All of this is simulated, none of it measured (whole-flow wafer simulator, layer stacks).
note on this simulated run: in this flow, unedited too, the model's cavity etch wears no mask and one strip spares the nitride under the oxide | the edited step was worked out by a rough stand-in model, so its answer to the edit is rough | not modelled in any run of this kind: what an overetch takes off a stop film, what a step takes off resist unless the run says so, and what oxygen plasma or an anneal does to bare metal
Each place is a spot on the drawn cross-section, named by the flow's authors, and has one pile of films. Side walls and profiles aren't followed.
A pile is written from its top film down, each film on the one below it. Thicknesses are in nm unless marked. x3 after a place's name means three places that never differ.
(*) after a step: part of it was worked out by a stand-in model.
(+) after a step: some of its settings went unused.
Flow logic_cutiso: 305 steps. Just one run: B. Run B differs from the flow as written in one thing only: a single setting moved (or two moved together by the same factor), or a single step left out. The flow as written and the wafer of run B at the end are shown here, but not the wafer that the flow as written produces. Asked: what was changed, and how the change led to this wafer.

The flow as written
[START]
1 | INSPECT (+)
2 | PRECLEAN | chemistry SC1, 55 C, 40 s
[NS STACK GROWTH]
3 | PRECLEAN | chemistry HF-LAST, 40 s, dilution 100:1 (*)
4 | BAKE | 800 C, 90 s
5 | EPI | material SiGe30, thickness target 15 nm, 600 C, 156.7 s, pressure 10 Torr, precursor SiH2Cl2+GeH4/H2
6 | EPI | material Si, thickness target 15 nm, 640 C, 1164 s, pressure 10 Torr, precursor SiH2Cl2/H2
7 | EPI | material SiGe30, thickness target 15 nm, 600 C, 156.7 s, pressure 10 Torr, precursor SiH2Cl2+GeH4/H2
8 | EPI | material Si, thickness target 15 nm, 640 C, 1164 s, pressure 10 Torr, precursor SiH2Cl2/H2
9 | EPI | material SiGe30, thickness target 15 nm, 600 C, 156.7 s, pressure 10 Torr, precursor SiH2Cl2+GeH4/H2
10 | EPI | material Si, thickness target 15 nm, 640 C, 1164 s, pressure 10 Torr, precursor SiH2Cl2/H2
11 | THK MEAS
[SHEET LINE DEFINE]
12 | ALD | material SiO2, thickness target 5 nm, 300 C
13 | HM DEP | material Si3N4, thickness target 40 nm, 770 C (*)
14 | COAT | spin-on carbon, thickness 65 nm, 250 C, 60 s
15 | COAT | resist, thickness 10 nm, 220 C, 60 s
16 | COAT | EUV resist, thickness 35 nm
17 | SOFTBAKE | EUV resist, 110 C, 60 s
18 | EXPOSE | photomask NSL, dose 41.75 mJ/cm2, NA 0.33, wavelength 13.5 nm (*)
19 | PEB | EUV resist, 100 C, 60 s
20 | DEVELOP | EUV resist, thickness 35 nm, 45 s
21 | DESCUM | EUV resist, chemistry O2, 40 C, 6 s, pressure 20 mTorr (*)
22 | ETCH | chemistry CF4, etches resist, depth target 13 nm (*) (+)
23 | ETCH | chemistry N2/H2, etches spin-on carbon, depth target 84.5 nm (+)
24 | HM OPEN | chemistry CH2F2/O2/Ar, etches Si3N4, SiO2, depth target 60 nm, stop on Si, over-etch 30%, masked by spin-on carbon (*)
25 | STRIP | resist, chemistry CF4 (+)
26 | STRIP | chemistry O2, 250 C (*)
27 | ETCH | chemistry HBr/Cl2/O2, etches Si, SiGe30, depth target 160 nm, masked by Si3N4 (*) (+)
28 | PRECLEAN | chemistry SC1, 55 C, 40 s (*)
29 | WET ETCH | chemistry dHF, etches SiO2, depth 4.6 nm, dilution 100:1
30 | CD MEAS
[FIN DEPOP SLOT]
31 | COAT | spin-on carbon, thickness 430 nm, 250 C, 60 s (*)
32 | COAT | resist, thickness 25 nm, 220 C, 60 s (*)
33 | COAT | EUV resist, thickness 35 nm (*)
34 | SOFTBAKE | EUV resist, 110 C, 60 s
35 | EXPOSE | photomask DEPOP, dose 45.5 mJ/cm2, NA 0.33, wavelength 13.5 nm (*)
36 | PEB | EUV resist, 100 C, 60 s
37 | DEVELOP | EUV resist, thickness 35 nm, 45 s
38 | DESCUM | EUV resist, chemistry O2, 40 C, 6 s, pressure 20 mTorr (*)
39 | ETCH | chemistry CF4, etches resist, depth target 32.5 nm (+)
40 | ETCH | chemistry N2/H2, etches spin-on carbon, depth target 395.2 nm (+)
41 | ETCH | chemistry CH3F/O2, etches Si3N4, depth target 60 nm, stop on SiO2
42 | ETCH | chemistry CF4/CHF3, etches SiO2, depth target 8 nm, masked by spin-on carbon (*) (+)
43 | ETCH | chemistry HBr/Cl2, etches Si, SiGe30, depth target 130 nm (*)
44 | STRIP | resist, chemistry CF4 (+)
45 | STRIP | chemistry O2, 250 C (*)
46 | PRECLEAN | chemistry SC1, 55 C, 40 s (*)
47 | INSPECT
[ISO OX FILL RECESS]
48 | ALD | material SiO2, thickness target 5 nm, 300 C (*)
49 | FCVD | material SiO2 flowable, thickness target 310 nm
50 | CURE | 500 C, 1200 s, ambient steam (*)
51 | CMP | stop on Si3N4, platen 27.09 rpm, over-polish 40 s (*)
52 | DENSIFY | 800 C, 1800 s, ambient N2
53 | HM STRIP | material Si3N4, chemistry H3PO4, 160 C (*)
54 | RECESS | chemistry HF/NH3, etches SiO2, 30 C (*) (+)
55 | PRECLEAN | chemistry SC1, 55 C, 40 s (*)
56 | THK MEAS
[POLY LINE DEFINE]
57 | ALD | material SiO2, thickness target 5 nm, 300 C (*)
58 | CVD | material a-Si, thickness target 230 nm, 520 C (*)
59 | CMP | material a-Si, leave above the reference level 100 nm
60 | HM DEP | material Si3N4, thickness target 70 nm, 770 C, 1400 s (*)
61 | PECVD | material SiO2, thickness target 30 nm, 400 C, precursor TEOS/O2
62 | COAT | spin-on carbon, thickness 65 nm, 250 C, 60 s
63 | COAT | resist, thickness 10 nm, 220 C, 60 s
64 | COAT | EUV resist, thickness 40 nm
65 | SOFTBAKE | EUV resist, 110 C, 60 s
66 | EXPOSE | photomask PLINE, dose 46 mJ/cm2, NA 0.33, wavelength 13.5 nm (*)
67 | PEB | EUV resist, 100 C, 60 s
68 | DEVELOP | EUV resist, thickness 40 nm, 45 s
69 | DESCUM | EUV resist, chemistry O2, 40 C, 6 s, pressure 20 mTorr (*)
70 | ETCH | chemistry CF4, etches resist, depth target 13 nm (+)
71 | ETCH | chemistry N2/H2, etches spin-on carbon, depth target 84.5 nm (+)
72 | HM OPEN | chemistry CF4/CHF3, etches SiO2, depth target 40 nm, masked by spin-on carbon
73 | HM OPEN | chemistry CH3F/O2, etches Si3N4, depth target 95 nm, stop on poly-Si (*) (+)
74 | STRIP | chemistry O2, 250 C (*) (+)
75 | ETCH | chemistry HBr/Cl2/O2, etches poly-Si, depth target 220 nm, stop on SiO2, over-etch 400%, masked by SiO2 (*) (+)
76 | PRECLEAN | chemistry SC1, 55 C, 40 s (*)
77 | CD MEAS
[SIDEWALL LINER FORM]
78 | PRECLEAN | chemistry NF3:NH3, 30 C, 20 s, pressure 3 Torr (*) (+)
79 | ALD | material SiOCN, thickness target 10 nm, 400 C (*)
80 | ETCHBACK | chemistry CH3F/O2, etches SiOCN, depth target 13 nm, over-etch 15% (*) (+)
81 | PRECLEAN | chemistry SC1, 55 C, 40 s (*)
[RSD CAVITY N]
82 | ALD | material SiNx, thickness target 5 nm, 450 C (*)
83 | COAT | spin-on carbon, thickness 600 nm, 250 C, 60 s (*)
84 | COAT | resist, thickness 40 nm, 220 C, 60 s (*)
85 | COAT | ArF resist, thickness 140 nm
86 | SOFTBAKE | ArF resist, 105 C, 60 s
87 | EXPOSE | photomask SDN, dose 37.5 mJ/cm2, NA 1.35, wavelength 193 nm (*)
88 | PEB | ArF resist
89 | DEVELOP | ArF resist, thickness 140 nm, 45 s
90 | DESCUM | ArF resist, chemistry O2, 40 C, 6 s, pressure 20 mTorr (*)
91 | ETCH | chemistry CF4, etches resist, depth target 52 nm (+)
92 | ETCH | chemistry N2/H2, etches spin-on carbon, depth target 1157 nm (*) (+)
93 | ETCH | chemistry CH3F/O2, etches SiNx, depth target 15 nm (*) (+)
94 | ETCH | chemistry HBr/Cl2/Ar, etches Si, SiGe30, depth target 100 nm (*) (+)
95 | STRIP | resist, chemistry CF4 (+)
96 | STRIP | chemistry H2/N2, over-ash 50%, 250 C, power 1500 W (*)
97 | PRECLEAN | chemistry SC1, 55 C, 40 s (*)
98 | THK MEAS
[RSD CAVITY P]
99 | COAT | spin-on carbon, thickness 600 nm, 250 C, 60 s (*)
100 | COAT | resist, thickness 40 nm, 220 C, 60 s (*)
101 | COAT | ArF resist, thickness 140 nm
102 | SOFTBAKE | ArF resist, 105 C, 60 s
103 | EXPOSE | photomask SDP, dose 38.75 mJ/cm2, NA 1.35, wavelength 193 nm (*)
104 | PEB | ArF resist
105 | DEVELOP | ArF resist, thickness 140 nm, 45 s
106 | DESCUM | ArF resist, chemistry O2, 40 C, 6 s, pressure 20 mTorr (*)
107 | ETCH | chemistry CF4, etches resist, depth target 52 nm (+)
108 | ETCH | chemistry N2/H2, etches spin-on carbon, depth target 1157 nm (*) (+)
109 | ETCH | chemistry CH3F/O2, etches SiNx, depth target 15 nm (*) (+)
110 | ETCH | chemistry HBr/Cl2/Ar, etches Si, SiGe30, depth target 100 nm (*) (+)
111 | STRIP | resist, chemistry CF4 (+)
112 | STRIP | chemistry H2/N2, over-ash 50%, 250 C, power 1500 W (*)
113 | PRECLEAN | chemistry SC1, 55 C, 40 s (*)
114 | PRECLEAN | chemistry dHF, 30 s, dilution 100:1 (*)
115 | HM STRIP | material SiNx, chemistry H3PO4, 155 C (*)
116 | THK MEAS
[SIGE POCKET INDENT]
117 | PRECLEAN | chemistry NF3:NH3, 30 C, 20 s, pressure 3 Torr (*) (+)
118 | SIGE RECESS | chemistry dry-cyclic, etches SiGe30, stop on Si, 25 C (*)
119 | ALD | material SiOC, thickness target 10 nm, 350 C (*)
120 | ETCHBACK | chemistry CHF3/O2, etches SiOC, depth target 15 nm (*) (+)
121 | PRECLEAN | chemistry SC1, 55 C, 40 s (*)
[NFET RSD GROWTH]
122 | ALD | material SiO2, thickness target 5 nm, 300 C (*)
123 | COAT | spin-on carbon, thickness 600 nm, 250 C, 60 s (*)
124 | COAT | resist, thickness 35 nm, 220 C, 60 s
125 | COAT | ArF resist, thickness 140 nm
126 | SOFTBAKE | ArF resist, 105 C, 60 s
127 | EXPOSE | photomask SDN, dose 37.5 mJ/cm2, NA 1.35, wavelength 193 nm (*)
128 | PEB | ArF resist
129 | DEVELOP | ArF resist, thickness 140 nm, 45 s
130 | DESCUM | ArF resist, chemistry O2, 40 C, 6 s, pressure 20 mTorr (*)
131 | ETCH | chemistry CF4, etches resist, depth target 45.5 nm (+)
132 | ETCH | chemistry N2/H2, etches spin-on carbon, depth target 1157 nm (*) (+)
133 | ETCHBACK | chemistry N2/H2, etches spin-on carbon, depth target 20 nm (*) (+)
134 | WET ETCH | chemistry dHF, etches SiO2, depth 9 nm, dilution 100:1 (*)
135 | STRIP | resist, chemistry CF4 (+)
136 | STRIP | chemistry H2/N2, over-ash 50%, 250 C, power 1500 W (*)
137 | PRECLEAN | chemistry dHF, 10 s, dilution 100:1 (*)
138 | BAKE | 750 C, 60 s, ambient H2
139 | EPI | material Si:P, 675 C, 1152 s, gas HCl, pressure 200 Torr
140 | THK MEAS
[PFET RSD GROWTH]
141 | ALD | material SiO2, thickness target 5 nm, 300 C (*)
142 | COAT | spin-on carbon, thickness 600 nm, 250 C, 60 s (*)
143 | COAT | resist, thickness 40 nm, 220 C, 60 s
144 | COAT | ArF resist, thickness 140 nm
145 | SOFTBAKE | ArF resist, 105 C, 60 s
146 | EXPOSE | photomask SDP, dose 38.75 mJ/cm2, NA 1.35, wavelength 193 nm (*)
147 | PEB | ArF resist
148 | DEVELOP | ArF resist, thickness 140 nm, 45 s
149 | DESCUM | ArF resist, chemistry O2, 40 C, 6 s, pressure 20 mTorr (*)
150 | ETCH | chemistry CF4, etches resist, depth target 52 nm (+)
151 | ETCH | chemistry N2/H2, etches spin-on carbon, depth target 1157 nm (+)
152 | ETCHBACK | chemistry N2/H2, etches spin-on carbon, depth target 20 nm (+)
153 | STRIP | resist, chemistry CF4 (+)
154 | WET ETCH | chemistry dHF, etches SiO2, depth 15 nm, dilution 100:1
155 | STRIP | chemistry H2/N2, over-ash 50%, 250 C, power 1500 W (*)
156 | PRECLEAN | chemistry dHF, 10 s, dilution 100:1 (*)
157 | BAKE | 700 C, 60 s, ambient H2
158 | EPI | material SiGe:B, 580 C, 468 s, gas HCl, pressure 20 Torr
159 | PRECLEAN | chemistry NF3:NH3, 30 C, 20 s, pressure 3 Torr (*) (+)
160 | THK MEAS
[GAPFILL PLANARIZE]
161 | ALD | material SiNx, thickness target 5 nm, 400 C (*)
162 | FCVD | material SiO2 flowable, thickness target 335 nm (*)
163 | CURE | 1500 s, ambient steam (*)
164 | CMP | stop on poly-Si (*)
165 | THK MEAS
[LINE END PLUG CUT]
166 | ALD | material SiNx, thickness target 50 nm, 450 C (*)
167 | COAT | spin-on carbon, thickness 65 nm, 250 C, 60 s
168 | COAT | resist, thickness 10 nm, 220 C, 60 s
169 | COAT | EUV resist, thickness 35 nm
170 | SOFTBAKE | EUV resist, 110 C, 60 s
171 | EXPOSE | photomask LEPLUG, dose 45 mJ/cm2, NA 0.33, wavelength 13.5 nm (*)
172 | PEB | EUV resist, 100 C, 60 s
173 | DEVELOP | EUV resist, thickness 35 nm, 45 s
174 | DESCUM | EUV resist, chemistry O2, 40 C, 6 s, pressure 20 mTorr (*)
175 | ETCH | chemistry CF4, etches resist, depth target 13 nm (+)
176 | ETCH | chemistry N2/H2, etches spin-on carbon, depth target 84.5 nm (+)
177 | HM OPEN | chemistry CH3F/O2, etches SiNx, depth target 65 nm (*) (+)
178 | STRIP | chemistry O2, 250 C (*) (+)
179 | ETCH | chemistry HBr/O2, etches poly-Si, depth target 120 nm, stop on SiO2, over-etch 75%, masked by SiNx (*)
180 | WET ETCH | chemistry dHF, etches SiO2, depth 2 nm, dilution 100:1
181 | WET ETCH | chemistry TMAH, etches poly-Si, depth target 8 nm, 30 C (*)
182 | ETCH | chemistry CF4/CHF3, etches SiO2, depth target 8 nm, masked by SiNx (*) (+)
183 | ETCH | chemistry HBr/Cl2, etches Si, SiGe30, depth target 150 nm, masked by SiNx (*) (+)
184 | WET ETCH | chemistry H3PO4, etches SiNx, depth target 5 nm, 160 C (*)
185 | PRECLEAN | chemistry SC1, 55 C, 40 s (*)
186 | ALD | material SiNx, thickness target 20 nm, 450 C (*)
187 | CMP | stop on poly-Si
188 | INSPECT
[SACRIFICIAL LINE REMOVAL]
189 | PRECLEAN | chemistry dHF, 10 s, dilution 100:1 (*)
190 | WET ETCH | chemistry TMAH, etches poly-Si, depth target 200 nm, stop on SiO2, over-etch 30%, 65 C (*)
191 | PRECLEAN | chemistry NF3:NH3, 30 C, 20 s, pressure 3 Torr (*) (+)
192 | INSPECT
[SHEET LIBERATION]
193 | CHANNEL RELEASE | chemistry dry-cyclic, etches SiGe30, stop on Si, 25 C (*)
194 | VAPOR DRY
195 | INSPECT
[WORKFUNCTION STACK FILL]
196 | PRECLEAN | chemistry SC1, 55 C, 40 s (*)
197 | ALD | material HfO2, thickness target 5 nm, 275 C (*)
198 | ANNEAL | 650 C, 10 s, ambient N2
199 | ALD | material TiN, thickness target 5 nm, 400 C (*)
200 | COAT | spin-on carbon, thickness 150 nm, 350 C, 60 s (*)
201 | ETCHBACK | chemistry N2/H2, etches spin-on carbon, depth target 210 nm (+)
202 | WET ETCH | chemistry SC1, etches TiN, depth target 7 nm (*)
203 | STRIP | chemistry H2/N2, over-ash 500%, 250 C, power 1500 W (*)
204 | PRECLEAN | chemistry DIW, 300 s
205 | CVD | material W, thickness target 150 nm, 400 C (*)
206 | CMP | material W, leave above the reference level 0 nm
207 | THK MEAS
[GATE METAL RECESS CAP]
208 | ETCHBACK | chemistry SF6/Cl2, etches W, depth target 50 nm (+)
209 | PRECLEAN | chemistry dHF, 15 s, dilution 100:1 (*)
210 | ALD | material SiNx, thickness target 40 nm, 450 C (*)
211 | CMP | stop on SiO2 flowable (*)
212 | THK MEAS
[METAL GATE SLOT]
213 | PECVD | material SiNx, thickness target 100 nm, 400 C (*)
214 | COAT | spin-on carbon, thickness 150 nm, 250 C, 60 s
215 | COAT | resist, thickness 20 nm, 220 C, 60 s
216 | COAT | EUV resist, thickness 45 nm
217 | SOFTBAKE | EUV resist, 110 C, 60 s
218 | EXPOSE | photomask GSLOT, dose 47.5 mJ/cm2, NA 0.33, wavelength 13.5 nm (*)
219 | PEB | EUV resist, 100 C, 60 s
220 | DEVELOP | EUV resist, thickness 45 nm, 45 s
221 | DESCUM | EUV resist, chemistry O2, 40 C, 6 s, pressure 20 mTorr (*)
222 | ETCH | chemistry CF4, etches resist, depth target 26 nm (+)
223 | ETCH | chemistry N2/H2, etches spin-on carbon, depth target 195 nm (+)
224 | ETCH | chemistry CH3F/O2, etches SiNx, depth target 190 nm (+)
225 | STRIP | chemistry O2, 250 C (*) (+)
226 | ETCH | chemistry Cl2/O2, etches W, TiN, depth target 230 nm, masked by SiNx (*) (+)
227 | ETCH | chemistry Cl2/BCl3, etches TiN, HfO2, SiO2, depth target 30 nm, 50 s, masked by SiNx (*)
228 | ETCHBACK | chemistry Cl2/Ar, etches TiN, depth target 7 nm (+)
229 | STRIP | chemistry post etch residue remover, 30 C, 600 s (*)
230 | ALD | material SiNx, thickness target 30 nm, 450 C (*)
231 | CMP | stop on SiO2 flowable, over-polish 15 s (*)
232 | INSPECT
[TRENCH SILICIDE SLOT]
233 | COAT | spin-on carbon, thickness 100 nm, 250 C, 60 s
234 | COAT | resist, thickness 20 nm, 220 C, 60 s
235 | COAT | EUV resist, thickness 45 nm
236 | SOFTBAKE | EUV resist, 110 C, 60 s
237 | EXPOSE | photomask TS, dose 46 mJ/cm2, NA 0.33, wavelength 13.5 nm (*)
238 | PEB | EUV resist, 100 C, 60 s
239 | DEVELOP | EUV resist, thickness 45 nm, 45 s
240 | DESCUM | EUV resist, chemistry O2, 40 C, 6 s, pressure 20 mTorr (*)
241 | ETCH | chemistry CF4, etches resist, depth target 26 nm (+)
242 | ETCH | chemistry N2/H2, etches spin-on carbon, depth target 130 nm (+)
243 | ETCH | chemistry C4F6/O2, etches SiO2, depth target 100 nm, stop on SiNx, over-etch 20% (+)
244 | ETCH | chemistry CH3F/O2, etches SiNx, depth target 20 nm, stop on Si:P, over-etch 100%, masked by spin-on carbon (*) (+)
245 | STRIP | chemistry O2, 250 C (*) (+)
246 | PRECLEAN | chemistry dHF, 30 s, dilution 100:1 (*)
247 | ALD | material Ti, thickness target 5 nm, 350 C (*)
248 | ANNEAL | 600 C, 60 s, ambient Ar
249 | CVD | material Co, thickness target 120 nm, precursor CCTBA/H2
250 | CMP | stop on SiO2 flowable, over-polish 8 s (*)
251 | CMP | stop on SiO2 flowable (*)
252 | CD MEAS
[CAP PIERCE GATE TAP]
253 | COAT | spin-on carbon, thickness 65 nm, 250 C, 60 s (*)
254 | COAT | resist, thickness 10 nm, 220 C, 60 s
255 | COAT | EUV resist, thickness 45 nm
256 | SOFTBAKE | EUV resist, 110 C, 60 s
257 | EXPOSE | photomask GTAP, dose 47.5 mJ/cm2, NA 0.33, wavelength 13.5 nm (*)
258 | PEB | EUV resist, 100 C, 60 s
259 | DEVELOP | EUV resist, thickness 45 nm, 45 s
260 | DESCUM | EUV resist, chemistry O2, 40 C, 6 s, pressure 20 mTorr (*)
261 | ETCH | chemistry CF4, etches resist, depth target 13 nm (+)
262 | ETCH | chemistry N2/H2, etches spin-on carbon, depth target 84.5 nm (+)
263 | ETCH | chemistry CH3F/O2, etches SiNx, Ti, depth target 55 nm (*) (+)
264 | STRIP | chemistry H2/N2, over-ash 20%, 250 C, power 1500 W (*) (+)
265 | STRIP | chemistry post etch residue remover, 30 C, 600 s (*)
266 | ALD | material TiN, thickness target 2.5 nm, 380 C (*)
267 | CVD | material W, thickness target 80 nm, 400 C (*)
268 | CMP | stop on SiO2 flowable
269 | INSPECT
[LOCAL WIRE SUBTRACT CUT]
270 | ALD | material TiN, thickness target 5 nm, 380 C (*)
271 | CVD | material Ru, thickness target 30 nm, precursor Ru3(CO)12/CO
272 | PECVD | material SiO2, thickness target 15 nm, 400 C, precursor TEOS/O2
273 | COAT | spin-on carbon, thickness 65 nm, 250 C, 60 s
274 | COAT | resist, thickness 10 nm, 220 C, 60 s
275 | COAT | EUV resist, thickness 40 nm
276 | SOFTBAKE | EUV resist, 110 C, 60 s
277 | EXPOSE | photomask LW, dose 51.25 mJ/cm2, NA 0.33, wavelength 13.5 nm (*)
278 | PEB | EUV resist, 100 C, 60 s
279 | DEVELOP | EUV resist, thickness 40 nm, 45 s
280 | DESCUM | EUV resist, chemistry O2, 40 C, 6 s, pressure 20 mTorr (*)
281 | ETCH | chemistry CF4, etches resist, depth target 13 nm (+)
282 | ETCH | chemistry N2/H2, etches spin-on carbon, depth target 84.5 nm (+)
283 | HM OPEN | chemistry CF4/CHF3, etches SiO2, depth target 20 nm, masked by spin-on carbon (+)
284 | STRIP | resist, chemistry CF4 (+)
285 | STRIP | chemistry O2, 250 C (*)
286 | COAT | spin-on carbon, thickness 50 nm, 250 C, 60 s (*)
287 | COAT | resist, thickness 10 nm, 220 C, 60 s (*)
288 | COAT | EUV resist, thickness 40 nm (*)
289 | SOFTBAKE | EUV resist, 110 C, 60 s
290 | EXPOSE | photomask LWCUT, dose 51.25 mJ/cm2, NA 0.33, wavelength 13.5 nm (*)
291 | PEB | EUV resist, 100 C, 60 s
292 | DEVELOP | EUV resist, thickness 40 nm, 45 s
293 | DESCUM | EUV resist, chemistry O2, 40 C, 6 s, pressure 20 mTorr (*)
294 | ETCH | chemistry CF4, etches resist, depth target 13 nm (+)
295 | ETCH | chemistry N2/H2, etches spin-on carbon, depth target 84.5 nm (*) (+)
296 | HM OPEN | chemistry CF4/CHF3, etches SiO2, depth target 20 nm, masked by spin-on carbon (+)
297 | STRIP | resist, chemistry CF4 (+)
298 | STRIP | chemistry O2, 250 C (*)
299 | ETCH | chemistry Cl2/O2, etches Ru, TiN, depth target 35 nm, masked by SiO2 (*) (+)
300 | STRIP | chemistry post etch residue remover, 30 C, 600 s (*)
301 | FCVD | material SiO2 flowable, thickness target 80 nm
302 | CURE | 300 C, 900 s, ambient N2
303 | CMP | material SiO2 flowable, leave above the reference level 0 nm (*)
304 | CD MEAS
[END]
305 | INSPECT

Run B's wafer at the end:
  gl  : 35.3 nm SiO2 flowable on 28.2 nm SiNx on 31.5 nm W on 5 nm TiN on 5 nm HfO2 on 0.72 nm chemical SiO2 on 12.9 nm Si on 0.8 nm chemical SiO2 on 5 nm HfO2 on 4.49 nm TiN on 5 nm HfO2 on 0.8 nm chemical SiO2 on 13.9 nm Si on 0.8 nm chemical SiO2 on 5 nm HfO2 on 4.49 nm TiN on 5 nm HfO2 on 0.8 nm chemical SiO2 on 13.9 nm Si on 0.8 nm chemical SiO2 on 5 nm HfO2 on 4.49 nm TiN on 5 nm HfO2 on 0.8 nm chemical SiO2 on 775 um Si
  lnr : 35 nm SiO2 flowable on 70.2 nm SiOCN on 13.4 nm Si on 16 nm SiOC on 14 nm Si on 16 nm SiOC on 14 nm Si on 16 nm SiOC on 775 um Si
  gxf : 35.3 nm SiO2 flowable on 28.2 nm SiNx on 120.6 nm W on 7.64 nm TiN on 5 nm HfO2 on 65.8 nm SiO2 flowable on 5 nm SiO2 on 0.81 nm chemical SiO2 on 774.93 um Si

What caused this: step 75, ETCH: over-etch 240% was run, whereas the flow has over-etch 400%.

The path from the change to this, step by step:
  75 | ETCH | chemistry HBr/Cl2/O2, etches poly-Si, depth target 220 nm, stop on SiO2, over-etch 400%, masked by SiO2 (*) (+)
      lnr, lnrp, lnrt, rsdn, rsdp, rsdw, rsdx: -0.79 chemical SiO2 (all of it), -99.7 poly-Si (all of it), -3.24 SiO2 (in the flow as written it would be: -0.79 chemical SiO2 (all of it), -99.7 poly-Si (all of it), -5 SiO2 (all of it))
      depop, dpovl, gfld and 10 more: -8.06 SiO2 (in the flow as written it would be: -9.58 SiO2)
      (also at 2 further places)
  78 | PRECLEAN | chemistry NF3:NH3, 30 C, 20 s, pressure 3 Torr (*) (+)
      lnr, lnrp, lnrt, rsdn, rsdp, rsdw, rsdx: -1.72 SiO2 (all of it), -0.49 chemical SiO2 (all of it) (in the flow as written it would be: -0.52 chemical SiO2 (all of it))
      iso, lnri: -2.17 SiO2 (all of it), -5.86 SiO2 flowable (in the flow as written it would be: -0.41 SiO2 (all of it), -7.89 SiO2 flowable)
  120 | ETCHBACK | chemistry CHF3/O2, etches SiOC, depth target 15 nm (*) (+)
      gl, tap: -10 SiOC (all of it), -5 SiO2 (in the flow as written it would be: -10 SiOC (all of it), -4.21 SiO2 (all of it), -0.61 Si3N4)
      glp: -10 SiOC (all of it), -5 SiO2 (in the flow as written it would be: -10 SiOC (all of it), -4.25 SiO2 (all of it), -0.58 Si3N4)
      (also at 2 further places)
  122 | ALD | material SiO2, thickness target 5 nm, 300 C (*)
      gl, glp, tap: +5 SiO2 (in the flow as written it would be: +5 SiO2 (new film))
      gxn: +6.97 SiO2 (in the flow as written it would be: +6.76 SiO2 (new film))
      (also at 1 further place)
  132 | ETCH | chemistry N2/H2, etches spin-on carbon, depth target 1157 nm (*) (+)
      gl, tap: -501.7 spin-on carbon (all of it), -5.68 SiO2 (all of it), -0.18 Si3N4 (in the flow as written it would be: -501.7 spin-on carbon (all of it), -5 SiO2 (all of it), -0.5 Si3N4)
  133 | ETCHBACK | chemistry N2/H2, etches spin-on carbon, depth target 20 nm (*) (+)
      gxn: -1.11 SiO2 (in the flow as written it would be: -0.7 SiO2 (all of it), -0.21 Si3N4)
  134 | WET ETCH | chemistry dHF, etches SiO2, depth 9 nm, dilution 100:1 (*)
      gxn: -1.45 SiO2 (all of it), -0.22 Si3N4 (in the flow as written it would be: -0.34 Si3N4)
  141 | ALD | material SiO2, thickness target 5 nm, 300 C (*)
      gxn: +11.2 SiO2 (new film) (in the flow as written it would be: +10.1 SiO2 (new film))
  153 | STRIP | resist, chemistry CF4 (+)
      glp: -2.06 SiO2 (all of it) (in the flow as written it would be: -1.36 SiO2 (all of it))
      gxp: -4.92 SiO2 (all of it) (in the flow as written it would be: -3.06 SiO2 (all of it))
  161 | ALD | material SiNx, thickness target 5 nm, 400 C (*)
      gxp: +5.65 SiNx (new film) (in the flow as written it would be: +5 SiNx (new film))
  164 | CMP | stop on poly-Si (*)
      depop, dpovl, isow, ns, nsgap: -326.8 SiO2 flowable (all of it), -5 SiNx (all of it), -5.64 SiO2 (all of it), -70 Si3N4 (all of it) (in the flow as written it would be: -326.8 SiO2 flowable (all of it), -5 SiNx (all of it), -4.13 SiO2 (all of it), -70 Si3N4 (all of it))
      gfld, gxf: -251.6 SiO2 flowable (all of it), -5 SiNx (all of it), -5.64 SiO2 (all of it), -70 Si3N4 (all of it) (in the flow as written it would be: -251.9 SiO2 flowable (all of it), -5 SiNx (all of it), -4.13 SiO2 (all of it), -70 Si3N4 (all of it))
      (also at 6 further places)
  197 | ALD | material HfO2, thickness target 5 nm, 275 C (*)
      gxf: +5 HfO2 (new film) (in the flow as written it would be: +7.7 HfO2 (new film))
  199 | ALD | material TiN, thickness target 5 nm, 400 C (*)
      gfld: +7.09 TiN (new film) (in the flow as written it would be: +7.64 TiN (new film))
      gxf: +7.64 TiN (new film) (in the flow as written it would be: +5 TiN (new film))
  226 | ETCH | chemistry Cl2/O2, etches W, TiN, depth target 230 nm, masked by SiNx (*) (+)
      gfld: -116 W (all of it), -7.09 TiN (all of it), -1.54 HfO2 (in the flow as written it would be: -115.4 W (all of it), -7.64 TiN (all of it), -1.54 HfO2)
